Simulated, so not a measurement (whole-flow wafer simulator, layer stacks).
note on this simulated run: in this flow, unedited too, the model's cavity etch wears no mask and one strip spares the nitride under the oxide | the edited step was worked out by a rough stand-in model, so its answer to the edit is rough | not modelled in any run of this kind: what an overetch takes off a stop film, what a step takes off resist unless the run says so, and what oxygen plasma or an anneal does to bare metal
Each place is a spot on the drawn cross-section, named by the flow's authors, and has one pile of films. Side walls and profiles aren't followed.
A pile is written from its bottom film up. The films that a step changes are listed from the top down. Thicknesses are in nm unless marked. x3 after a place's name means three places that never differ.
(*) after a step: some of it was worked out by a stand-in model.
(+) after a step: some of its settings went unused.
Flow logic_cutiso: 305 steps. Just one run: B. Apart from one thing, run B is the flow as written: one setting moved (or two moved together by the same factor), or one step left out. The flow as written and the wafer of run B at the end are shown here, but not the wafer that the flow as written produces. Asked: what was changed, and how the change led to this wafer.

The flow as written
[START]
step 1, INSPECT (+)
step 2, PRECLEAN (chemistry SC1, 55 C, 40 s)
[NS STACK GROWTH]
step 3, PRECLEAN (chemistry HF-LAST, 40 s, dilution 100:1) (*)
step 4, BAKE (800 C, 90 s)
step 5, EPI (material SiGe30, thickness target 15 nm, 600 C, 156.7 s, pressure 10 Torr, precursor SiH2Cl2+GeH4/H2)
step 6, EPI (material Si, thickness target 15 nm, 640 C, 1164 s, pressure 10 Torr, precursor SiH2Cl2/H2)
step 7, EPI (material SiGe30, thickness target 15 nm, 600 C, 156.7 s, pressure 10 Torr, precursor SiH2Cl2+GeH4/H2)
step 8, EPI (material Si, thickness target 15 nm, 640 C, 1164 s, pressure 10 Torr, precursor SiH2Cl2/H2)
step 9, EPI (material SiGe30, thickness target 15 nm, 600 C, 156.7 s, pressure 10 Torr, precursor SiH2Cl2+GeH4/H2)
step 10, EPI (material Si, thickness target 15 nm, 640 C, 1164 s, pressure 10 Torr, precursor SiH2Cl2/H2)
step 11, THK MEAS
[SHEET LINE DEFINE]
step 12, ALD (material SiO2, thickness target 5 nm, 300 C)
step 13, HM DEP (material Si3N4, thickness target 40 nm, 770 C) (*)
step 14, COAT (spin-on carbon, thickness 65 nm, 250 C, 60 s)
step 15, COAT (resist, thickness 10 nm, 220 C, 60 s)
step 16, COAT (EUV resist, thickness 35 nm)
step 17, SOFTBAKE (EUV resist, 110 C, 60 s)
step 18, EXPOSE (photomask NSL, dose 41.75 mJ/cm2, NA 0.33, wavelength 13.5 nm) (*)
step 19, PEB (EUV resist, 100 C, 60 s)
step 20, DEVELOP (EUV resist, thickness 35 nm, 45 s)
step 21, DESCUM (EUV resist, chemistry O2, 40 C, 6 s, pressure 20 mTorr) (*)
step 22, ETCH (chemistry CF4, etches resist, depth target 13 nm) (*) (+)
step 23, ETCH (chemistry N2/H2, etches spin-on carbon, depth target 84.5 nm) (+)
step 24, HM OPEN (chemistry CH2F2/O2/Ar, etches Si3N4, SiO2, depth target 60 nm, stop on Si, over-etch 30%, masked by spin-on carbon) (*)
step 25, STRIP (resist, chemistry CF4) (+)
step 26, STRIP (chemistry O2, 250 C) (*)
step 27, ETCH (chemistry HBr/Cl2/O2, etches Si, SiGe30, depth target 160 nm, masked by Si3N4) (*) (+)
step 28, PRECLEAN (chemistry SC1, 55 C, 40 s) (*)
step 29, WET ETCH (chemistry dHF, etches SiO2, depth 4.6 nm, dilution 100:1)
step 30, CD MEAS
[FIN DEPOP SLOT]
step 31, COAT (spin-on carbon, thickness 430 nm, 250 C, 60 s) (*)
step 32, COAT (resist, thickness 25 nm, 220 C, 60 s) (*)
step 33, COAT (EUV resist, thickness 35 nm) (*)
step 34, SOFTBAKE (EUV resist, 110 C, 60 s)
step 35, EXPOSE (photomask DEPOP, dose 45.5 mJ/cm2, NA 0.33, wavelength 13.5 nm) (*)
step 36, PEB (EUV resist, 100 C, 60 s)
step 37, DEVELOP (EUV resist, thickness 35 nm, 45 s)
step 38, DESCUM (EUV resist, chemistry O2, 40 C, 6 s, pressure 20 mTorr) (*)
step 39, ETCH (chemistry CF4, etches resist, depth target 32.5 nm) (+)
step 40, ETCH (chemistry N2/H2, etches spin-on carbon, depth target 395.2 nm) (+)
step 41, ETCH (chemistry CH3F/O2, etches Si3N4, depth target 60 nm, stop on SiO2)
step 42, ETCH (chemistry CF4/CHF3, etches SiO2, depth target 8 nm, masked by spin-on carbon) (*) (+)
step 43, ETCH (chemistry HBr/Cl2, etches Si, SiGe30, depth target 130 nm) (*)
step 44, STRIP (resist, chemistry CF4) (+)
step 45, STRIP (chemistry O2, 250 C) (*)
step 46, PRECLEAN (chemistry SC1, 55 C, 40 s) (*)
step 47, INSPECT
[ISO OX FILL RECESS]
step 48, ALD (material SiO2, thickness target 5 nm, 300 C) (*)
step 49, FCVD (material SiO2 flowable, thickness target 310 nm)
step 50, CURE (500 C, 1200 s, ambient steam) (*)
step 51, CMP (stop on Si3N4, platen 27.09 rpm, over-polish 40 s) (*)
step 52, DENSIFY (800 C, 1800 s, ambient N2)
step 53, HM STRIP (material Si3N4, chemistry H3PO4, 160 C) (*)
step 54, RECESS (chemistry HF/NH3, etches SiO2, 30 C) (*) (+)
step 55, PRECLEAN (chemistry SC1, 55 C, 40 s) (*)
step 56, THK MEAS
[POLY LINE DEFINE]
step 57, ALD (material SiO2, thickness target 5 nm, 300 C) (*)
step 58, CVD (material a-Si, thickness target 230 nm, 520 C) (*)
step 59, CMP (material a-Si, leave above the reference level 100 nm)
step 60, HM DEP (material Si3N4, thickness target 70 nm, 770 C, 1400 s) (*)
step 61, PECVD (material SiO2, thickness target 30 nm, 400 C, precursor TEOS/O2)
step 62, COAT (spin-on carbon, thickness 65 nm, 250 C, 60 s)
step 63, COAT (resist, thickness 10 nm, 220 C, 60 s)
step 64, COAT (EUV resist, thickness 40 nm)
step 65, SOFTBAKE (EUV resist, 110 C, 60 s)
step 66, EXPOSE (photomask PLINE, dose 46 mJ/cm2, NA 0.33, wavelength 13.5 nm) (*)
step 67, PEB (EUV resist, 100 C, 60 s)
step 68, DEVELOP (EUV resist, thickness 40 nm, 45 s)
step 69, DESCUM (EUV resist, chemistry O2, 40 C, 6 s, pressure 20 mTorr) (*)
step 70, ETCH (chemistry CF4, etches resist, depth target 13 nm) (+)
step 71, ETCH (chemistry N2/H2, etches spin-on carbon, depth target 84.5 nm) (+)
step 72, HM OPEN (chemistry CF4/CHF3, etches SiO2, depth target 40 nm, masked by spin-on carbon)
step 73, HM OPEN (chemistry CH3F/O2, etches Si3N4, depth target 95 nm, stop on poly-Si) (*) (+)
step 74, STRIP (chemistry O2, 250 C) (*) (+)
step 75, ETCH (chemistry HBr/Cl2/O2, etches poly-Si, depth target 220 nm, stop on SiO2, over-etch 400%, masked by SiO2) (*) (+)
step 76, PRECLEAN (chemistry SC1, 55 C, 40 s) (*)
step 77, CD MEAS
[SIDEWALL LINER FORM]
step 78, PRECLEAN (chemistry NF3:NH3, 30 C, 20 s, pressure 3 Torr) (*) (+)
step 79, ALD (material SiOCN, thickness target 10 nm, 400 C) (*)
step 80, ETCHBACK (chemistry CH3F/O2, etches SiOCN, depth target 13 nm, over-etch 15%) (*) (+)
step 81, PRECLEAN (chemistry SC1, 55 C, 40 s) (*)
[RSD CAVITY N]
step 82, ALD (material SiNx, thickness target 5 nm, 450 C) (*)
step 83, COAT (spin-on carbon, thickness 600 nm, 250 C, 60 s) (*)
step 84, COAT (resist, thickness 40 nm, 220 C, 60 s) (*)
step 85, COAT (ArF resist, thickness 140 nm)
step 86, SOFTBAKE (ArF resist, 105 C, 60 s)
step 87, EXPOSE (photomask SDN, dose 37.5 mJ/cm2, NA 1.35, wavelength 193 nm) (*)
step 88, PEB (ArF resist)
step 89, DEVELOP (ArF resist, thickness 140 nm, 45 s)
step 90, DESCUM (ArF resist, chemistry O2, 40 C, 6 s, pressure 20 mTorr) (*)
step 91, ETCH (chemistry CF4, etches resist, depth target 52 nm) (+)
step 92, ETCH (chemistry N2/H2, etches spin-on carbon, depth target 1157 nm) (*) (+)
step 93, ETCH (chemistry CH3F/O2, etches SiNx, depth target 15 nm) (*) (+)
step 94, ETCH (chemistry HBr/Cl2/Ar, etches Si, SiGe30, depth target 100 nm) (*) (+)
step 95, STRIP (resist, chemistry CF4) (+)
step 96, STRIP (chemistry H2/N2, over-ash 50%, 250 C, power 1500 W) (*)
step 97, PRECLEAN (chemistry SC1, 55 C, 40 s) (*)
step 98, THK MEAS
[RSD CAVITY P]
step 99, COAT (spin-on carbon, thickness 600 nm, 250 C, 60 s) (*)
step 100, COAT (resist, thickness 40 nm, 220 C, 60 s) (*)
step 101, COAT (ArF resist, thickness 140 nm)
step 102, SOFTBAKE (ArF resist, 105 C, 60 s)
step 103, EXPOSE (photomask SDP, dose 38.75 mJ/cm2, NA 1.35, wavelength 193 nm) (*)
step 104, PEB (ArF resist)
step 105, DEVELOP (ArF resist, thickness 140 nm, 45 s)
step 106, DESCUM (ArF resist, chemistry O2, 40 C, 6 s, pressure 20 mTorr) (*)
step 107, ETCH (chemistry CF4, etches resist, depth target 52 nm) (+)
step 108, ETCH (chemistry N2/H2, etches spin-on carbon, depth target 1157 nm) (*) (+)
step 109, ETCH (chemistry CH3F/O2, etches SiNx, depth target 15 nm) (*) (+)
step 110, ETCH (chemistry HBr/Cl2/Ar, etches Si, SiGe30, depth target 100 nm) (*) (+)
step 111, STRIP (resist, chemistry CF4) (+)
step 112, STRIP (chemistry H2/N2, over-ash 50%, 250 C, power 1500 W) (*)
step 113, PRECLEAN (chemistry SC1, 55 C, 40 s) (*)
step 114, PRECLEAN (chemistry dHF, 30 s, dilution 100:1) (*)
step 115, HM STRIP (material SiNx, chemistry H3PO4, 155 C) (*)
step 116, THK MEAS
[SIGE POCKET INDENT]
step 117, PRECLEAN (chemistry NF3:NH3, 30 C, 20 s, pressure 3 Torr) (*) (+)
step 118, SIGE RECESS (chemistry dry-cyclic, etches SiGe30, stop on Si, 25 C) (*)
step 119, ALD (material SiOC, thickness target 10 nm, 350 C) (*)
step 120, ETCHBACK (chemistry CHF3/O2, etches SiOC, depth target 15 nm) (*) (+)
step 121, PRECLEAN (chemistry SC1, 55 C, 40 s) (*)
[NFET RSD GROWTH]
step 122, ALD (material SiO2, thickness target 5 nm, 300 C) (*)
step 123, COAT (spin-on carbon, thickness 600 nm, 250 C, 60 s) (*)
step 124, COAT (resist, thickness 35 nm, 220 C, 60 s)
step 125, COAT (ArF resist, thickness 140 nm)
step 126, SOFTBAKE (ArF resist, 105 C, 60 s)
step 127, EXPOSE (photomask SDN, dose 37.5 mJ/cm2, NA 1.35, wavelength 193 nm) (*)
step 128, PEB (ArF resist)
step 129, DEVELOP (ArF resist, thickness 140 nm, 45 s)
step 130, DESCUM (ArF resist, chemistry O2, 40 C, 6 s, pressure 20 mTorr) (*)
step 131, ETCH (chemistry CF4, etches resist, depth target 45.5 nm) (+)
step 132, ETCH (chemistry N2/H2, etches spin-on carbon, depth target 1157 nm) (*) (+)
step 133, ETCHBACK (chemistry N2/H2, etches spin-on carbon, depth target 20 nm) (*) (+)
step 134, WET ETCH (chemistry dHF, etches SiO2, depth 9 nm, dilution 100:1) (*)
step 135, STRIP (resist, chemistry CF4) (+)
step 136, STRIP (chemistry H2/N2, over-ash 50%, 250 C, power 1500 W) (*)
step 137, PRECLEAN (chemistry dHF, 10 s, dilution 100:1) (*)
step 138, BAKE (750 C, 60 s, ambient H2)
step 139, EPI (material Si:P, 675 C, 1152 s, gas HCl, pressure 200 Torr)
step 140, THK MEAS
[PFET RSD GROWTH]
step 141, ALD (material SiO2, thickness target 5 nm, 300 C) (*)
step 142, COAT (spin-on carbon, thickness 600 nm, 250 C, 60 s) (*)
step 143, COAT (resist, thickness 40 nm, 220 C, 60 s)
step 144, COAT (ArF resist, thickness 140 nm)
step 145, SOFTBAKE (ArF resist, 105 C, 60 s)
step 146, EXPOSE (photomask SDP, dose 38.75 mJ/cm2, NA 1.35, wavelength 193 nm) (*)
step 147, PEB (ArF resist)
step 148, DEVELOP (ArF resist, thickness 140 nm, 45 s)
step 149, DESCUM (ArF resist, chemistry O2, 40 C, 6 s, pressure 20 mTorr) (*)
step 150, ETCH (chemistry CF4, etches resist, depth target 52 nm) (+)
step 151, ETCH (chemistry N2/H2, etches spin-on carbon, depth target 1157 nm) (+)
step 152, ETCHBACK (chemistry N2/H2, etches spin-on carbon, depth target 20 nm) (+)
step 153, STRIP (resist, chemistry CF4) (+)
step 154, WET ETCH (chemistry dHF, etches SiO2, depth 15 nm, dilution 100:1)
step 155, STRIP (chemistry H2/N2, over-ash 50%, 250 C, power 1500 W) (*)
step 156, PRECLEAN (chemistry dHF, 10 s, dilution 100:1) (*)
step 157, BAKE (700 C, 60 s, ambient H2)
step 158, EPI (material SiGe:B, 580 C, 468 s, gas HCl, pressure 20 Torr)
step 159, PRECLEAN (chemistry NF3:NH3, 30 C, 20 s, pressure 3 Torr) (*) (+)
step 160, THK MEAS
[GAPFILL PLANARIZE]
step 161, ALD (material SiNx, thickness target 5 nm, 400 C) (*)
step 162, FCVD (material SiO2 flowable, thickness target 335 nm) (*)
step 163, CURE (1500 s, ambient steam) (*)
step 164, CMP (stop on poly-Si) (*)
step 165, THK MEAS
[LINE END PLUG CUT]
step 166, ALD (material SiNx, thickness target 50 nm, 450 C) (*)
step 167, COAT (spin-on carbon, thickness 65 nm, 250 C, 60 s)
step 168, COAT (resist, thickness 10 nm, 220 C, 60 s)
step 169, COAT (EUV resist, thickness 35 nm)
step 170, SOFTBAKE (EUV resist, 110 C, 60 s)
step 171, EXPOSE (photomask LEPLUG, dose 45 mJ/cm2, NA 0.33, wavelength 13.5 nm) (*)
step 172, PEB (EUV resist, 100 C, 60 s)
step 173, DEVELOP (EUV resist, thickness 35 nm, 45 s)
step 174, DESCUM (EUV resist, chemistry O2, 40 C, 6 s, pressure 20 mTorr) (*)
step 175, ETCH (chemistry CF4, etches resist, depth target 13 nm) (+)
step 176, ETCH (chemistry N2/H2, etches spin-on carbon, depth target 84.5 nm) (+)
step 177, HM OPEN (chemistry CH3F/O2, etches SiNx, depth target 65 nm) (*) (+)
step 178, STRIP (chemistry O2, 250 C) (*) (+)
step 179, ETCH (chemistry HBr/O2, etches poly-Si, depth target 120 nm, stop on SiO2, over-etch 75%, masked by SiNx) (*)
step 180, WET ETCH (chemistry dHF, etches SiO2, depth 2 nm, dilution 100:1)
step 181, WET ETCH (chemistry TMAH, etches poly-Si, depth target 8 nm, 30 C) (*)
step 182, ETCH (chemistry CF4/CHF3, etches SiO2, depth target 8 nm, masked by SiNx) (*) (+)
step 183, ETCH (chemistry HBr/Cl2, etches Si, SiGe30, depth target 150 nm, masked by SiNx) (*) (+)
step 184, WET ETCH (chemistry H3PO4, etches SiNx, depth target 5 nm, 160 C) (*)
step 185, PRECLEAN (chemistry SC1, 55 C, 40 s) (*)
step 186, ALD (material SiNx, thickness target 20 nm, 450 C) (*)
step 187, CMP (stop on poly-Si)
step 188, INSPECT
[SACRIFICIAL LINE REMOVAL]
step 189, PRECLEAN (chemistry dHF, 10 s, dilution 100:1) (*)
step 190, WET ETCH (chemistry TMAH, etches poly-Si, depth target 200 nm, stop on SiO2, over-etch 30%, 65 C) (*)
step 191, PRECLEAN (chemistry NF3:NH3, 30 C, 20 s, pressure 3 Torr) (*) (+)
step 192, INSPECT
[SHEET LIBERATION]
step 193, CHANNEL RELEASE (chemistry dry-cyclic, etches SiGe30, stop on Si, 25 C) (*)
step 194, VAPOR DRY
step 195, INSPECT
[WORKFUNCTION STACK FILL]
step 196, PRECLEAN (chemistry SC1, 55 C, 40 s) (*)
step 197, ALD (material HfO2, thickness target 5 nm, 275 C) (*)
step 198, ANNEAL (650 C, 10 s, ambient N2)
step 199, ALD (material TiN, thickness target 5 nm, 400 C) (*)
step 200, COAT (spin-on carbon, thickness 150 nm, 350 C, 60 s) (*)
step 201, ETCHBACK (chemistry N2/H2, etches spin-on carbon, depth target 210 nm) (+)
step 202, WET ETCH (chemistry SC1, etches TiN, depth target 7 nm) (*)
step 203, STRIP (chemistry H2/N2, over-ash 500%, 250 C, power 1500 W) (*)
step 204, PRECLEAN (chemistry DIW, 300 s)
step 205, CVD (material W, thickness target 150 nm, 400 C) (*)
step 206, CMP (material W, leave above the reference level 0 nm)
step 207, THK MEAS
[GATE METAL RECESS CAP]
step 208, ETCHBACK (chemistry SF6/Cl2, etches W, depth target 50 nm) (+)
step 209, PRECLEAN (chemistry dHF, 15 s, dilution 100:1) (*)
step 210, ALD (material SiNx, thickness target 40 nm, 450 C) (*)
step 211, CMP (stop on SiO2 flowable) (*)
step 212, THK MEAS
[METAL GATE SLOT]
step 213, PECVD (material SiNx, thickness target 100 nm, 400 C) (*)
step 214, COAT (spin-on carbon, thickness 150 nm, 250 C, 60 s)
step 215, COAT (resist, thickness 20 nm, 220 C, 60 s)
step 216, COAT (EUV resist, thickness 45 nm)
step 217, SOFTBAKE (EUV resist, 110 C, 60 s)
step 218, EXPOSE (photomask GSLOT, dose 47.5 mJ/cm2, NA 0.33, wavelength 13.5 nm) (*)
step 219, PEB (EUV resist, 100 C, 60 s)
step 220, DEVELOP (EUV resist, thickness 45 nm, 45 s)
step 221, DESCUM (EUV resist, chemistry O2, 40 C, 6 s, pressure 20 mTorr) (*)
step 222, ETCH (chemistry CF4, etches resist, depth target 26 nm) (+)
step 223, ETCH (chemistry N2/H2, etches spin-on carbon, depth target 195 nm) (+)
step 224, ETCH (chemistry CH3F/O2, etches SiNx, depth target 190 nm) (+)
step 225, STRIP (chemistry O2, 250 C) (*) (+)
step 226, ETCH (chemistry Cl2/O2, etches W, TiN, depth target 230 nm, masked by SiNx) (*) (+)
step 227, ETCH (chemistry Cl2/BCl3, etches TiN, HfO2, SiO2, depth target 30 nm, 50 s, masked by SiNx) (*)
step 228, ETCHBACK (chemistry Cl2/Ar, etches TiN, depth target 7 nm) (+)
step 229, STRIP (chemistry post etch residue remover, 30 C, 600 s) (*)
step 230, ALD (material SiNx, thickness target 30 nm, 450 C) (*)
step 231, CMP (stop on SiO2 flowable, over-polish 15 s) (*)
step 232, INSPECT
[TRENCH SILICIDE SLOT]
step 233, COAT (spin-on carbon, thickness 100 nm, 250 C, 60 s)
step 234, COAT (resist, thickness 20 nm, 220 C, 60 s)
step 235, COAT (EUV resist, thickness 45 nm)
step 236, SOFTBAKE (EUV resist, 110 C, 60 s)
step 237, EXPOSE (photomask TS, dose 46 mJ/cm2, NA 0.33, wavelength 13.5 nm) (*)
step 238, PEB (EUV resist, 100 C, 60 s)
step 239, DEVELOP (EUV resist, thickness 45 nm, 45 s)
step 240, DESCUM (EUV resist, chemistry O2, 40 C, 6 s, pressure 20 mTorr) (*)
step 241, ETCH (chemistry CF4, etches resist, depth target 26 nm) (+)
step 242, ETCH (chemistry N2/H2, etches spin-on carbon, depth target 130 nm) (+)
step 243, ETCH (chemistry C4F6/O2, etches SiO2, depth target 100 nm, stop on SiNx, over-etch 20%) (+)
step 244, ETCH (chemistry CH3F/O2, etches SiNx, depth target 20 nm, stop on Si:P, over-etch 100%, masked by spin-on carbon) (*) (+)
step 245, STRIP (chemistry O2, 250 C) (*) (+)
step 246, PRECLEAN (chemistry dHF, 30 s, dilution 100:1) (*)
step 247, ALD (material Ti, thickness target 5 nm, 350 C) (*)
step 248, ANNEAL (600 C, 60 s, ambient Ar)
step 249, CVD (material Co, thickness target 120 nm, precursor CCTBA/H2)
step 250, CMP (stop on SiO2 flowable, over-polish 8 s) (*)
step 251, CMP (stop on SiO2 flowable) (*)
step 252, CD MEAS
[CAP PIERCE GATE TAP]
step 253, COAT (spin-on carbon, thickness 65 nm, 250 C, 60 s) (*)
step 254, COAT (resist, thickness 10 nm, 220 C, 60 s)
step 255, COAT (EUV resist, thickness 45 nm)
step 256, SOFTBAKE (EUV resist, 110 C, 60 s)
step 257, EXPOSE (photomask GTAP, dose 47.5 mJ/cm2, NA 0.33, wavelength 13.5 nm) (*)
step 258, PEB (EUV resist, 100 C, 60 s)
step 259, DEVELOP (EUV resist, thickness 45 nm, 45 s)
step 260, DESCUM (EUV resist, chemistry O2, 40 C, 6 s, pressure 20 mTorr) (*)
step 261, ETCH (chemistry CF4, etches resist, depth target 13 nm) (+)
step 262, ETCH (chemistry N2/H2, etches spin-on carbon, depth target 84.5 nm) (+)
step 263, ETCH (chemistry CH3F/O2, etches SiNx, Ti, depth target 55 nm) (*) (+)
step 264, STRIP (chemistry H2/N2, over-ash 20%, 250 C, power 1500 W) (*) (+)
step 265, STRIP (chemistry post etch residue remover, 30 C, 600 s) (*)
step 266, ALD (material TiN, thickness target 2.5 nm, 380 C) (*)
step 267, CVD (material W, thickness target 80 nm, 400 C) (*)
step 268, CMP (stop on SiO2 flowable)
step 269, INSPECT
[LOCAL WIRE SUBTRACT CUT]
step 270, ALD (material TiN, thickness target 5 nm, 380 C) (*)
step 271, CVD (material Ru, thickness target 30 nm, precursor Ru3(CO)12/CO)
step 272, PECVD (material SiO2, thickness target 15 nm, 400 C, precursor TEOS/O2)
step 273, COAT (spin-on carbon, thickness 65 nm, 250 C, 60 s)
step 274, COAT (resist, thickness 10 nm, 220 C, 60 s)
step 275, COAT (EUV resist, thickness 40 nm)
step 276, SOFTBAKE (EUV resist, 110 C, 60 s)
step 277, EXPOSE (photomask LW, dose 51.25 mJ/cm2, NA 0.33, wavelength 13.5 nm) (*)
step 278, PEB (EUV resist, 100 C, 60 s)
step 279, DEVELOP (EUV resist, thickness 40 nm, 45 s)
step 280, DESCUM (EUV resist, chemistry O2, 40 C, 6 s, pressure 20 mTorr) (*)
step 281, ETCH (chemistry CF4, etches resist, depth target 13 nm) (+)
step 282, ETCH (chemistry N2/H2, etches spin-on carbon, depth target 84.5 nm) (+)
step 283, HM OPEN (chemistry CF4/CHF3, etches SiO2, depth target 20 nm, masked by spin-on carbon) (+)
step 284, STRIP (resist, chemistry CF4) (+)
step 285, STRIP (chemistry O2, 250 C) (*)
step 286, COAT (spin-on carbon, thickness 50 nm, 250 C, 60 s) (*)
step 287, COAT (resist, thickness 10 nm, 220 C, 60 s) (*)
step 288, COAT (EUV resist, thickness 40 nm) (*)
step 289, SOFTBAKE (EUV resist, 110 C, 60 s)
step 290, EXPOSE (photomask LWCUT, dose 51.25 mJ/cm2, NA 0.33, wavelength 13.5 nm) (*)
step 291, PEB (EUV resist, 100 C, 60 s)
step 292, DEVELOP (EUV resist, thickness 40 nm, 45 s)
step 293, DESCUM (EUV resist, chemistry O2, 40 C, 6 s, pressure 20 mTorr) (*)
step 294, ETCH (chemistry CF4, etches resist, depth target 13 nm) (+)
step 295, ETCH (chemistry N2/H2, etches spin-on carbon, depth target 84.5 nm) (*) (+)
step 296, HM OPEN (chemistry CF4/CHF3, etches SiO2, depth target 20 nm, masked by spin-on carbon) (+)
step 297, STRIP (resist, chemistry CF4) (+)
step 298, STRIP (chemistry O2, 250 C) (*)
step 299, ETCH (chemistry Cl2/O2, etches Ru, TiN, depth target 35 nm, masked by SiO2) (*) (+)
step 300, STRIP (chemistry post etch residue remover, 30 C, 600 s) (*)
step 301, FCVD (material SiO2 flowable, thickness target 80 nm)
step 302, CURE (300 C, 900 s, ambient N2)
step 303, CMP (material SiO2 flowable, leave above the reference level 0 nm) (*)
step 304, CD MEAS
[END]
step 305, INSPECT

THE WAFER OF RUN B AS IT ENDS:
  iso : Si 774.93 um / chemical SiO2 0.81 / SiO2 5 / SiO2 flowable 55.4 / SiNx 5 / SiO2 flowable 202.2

The reason: step 119, ALD: thickness target 13.5 nm was run, whereas the flow has thickness target 10 nm.

The path from the change to this, step by step:
  step 119, ALD (material SiOC, thickness target 10 nm, 350 C) (*)
      depop, dpovl, gfld and 14 more: +13.5 SiOC (new film) (in the flow as written it would be: +10 SiOC (new film))
      lnr, lnrp, lnrt: +13.5 SiOC (new film), +16 SiOC (new film), -16 cavity (all of it), +16 SiOC (new film), -16 cavity (all of it), +16 SiOC (new film), -16 cavity (all of it) (in the flow as written it would be: +10 SiOC (new film), +16 SiOC (new film), -16 cavity (all of it), +16 SiOC (new film), -16 cavity (all of it), +16 SiOC (new film), -16 cavity (all of it))
      (also at 2 further places)
  step 120, ETCHBACK (chemistry CHF3/O2, etches SiOC, depth target 15 nm) (*) (+)
      gl, tap: -13.5 SiOC (all of it), -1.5 SiO2 (in the flow as written it would be: -10 SiOC (all of it), -4.21 SiO2 (all of it), -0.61 Si3N4)
      glp: -13.5 SiOC (all of it), -1.5 SiO2 (in the flow as written it would be: -10 SiOC (all of it), -4.25 SiO2 (all of it), -0.58 Si3N4)
      (also at 19 further places)
  step 122, ALD (material SiO2, thickness target 5 nm, 300 C) (*)
      gl, glp, tap: +5 SiO2 (in the flow as written it would be: +5 SiO2 (new film))
      gxn: +5 SiO2 (in the flow as written it would be: +6.76 SiO2 (new film))
      (also at 1 further place)
  step 132, ETCH (chemistry N2/H2, etches spin-on carbon, depth target 1157 nm) (*) (+)
      gl, tap: -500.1 spin-on carbon (all of it), -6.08 SiO2 (in the flow as written it would be: -501.7 spin-on carbon (all of it), -5 SiO2 (all of it), -0.5 Si3N4)
  step 133, ETCHBACK (chemistry N2/H2, etches spin-on carbon, depth target 20 nm) (*) (+)
      gl, tap: -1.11 SiO2 (in the flow as written it would be: -0.56 Si3N4)
      gxn: -1.11 SiO2 (in the flow as written it would be: -0.7 SiO2 (all of it), -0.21 Si3N4)
  step 134, WET ETCH (chemistry dHF, etches SiO2, depth 9 nm, dilution 100:1) (*)
      gxn: -1.85 SiO2 (all of it), -0.21 Si3N4 (in the flow as written it would be: -0.34 Si3N4)
  step 141, ALD (material SiO2, thickness target 5 nm, 300 C) (*)
      gxn: +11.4 SiO2 (new film) (in the flow as written it would be: +10.1 SiO2 (new film))
  step 153, STRIP (resist, chemistry CF4) (+)
      gxp: -5.33 SiO2 (in the flow as written it would be: -3.06 SiO2 (all of it))
      glp: -4 SiO2 (all of it) (in the flow as written it would be: -1.36 SiO2 (all of it))
  step 161, ALD (material SiNx, thickness target 5 nm, 400 C) (*)
      gxp: +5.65 SiNx (new film) (in the flow as written it would be: +5 SiNx (new film))
  step 164, CMP (stop on poly-Si) (*)
      depop, dpovl, isow, ns, nsgap: -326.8 SiO2 flowable (all of it), -5 SiNx (all of it), -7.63 SiO2 (all of it), -70 Si3N4 (all of it) (in the flow as written it would be: -326.8 SiO2 flowable (all of it), -5 SiNx (all of it), -4.13 SiO2 (all of it), -70 Si3N4 (all of it))
      gfld, gxf: -250.2 SiO2 flowable (all of it), -5 SiNx (all of it), -7.63 SiO2 (all of it), -70 Si3N4 (all of it) (in the flow as written it would be: -251.9 SiO2 flowable (all of it), -5 SiNx (all of it), -4.13 SiO2 (all of it), -70 Si3N4 (all of it))
      (also at 9 further places)
